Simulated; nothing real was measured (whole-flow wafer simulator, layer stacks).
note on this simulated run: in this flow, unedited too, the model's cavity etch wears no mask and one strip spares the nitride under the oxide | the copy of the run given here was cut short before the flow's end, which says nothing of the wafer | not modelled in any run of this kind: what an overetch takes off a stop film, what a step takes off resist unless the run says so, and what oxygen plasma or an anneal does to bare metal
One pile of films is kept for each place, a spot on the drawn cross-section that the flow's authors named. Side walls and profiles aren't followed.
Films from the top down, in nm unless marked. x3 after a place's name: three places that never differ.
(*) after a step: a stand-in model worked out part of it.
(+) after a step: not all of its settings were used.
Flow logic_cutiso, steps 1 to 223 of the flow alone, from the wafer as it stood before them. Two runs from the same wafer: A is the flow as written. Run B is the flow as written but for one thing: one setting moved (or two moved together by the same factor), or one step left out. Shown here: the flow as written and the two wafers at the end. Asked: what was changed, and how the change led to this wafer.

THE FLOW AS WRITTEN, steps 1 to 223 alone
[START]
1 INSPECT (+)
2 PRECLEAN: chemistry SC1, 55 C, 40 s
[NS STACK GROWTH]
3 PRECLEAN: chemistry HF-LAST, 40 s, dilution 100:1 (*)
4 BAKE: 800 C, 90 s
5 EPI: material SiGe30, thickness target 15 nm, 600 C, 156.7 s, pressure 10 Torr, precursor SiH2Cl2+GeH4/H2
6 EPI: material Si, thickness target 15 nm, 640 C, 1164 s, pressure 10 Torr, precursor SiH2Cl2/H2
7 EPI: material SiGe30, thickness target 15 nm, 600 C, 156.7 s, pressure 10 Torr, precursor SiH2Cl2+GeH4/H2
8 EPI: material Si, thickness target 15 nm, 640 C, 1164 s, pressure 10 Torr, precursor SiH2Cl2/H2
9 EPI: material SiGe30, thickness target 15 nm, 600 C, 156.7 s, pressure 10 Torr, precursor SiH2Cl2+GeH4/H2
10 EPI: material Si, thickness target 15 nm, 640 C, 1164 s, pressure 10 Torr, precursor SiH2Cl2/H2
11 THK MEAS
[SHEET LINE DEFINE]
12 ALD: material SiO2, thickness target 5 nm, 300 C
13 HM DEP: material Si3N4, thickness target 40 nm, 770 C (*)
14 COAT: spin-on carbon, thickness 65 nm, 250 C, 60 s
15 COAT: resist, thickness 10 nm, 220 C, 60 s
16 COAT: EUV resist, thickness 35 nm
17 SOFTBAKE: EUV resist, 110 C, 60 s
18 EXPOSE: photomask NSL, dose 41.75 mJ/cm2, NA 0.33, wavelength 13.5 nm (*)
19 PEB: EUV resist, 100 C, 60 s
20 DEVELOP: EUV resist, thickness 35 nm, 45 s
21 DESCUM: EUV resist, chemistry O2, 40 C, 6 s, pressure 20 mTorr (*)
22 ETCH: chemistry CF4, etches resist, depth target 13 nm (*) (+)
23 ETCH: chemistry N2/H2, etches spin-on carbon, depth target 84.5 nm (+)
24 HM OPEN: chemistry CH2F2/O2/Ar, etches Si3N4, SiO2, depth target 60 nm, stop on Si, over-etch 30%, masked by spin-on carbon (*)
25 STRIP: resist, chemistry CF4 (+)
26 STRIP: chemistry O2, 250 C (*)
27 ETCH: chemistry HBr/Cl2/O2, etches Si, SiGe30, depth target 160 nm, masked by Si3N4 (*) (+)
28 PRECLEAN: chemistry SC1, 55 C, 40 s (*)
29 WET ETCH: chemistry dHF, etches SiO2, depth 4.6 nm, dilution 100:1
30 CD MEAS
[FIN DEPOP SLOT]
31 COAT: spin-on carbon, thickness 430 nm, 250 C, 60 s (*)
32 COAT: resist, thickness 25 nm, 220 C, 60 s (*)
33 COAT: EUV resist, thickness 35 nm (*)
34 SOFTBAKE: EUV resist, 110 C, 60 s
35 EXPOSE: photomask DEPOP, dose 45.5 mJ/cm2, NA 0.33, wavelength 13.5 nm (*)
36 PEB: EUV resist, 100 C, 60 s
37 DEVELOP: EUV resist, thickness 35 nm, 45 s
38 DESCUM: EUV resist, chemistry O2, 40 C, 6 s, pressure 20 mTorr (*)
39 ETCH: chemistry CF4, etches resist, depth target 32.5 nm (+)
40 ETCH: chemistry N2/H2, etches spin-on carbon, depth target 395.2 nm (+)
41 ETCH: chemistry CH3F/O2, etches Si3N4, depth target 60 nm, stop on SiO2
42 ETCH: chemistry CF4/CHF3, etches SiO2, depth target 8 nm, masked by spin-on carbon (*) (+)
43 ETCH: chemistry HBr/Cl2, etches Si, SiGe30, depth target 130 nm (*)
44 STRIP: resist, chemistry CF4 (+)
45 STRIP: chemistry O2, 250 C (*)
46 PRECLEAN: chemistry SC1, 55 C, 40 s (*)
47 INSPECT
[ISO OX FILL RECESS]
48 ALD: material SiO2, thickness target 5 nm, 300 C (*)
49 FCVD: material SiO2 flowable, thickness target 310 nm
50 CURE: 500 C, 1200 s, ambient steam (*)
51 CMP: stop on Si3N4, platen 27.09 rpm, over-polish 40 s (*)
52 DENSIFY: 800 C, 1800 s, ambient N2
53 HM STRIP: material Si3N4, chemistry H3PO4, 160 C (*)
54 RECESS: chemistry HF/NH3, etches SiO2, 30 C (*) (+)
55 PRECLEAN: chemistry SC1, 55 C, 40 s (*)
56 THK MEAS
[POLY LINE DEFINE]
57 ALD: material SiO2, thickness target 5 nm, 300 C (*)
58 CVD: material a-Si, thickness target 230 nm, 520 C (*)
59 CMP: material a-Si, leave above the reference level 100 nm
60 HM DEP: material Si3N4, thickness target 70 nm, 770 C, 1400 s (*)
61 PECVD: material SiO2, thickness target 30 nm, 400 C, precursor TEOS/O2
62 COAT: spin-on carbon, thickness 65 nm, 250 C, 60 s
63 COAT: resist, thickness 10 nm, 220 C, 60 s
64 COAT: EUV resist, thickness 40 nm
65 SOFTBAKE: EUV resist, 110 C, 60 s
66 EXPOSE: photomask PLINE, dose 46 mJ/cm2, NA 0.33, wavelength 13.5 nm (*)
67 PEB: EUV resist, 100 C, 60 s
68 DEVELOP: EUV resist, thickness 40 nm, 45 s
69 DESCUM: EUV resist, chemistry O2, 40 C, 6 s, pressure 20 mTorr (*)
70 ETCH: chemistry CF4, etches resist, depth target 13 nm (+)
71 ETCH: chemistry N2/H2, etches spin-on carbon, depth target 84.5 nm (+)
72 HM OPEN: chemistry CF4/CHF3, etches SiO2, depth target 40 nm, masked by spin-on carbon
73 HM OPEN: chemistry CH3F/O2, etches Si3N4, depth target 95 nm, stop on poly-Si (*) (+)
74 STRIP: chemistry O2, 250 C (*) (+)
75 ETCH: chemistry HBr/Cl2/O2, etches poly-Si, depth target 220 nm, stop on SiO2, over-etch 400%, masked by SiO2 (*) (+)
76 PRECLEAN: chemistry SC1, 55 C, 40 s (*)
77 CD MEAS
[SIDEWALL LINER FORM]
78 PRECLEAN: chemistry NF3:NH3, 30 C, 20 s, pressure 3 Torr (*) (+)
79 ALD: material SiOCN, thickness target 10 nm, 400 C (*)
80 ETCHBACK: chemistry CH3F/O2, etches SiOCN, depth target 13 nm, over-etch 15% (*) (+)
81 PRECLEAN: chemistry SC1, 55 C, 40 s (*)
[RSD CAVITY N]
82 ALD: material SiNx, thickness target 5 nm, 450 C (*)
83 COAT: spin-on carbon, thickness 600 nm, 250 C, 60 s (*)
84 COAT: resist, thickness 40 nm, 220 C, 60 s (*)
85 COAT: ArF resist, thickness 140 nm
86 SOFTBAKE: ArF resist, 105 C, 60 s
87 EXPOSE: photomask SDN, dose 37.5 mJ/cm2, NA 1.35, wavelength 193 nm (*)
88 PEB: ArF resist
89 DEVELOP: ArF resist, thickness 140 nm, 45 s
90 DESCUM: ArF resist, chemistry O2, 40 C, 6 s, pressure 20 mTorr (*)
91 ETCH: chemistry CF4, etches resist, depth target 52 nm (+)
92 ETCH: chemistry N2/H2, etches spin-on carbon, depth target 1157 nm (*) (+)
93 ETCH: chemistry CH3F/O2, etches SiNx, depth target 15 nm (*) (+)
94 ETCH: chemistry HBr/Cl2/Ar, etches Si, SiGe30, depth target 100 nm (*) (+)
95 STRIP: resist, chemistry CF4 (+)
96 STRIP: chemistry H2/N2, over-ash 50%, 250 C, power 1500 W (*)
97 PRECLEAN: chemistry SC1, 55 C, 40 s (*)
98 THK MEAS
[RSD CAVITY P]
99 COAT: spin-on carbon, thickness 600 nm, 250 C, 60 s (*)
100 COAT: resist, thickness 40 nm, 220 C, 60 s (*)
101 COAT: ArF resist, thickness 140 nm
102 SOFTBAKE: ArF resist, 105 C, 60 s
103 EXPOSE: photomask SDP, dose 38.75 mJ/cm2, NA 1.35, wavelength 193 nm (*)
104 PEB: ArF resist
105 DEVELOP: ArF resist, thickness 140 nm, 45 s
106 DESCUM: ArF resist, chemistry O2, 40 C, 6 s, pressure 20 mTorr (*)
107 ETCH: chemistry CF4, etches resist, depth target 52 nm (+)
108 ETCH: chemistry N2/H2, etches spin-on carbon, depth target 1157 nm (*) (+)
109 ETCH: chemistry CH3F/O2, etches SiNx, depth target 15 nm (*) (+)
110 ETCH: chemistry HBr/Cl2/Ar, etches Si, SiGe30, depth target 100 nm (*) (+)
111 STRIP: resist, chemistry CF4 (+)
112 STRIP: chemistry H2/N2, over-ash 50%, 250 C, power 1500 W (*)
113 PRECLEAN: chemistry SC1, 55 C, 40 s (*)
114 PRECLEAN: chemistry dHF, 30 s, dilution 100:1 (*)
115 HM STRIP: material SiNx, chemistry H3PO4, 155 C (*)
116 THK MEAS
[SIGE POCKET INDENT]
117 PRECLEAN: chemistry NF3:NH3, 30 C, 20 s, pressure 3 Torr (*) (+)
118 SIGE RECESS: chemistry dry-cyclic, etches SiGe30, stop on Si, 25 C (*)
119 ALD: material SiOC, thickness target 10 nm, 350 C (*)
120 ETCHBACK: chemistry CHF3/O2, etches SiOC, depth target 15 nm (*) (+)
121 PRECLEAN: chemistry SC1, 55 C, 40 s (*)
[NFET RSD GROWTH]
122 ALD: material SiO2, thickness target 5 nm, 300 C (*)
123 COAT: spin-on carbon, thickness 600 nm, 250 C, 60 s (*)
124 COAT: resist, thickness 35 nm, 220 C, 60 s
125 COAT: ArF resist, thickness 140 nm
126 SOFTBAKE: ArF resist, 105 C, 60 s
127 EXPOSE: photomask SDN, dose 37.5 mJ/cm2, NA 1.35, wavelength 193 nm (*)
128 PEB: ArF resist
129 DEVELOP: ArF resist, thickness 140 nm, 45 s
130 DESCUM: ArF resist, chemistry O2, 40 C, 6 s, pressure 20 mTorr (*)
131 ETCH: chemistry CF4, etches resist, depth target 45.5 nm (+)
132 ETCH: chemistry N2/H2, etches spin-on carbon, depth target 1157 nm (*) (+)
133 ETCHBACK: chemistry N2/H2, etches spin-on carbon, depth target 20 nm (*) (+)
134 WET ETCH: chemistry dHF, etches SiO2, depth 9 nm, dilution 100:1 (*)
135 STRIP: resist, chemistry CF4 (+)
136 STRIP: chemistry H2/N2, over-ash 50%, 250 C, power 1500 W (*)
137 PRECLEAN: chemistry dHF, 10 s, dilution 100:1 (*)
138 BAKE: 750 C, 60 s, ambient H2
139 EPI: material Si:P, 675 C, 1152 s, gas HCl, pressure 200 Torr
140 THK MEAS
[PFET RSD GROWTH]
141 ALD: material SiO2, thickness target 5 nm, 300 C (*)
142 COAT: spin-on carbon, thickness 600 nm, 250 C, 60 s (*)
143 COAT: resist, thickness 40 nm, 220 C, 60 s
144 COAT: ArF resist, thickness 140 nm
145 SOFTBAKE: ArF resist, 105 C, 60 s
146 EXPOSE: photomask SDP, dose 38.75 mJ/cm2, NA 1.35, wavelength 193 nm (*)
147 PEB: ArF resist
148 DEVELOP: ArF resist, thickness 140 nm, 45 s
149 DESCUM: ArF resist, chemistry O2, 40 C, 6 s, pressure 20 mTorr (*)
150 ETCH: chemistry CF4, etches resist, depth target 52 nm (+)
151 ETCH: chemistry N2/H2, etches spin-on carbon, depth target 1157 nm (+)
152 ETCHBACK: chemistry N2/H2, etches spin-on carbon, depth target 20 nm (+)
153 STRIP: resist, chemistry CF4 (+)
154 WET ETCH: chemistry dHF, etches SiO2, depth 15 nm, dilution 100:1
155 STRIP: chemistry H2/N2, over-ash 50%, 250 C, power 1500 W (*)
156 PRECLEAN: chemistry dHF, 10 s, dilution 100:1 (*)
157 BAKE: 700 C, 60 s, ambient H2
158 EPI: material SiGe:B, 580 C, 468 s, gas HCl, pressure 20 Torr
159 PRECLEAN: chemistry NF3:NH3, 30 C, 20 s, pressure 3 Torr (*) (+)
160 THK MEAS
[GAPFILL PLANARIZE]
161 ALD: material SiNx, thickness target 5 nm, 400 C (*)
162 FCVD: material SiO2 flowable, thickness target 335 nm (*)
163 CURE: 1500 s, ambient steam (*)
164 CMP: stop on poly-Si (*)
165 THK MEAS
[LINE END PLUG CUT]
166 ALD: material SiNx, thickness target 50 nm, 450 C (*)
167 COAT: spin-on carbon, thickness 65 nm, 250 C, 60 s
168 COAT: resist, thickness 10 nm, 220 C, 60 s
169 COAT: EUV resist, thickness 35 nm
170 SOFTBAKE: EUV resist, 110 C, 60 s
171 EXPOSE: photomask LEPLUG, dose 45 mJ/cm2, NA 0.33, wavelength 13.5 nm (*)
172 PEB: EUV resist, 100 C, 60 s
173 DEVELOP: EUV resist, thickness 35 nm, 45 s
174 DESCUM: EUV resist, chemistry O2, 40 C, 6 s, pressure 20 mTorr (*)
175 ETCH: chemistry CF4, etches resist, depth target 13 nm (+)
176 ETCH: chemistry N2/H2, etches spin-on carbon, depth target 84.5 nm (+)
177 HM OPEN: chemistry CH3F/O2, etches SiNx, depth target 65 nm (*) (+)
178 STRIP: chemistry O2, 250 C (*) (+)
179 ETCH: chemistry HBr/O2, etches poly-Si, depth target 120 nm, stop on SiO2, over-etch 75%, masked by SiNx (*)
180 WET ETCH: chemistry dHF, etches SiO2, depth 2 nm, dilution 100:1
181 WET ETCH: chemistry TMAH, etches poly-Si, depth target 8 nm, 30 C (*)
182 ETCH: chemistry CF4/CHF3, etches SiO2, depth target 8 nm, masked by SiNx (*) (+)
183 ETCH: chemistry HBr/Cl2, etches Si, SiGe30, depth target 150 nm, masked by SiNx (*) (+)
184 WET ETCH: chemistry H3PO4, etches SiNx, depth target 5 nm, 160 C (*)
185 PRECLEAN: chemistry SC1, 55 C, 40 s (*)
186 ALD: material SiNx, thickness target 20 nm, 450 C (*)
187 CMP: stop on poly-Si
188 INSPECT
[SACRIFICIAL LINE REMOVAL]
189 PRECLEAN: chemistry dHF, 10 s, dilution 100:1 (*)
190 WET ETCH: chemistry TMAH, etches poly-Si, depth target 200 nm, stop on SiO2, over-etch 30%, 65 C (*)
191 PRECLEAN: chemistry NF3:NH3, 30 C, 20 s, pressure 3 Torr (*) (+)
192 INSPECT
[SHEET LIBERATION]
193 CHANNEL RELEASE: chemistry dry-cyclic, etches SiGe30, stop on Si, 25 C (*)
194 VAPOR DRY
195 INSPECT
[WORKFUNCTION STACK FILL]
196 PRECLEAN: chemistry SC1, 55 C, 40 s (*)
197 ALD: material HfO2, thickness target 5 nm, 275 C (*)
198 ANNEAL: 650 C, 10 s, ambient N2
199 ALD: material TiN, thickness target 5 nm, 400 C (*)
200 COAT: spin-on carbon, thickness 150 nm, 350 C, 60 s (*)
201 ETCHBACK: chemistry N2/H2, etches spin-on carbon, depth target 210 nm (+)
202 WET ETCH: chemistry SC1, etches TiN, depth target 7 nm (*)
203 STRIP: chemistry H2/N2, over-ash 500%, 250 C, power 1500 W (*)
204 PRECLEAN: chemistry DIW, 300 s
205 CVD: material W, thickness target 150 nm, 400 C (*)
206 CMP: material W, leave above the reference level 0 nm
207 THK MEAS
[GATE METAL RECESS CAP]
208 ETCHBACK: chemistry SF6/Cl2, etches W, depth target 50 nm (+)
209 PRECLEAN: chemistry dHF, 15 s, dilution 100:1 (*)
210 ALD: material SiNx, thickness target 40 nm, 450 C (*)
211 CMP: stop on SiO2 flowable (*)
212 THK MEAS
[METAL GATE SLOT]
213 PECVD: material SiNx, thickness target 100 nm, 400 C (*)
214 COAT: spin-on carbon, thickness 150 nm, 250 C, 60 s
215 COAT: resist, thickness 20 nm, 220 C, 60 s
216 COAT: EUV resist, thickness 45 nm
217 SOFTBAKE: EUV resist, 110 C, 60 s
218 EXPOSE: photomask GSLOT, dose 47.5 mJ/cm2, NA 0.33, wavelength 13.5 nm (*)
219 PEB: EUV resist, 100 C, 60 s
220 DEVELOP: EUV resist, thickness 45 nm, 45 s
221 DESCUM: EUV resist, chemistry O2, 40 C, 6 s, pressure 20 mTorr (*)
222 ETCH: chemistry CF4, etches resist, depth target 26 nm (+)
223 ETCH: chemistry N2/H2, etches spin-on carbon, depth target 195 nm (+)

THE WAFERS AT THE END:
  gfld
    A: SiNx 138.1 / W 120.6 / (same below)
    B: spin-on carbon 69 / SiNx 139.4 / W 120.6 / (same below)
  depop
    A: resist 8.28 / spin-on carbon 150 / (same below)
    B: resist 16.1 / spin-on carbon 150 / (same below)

The cause: step 223, ETCH: depth target 78 nm was run, where the flow has depth target 195 nm.

How the change led to this, step by step:
  223 ETCH: chemistry N2/H2, etches spin-on carbon, depth target 195 nm (+)
      gfld: A spin-on carbon -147 (all of it), SiNx -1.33 | B spin-on carbon -78
      depop, dpovl, gl and 18 more: A EUV resist -26 (all of it), resist -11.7 | B EUV resist -26 (all of it), resist -3.92
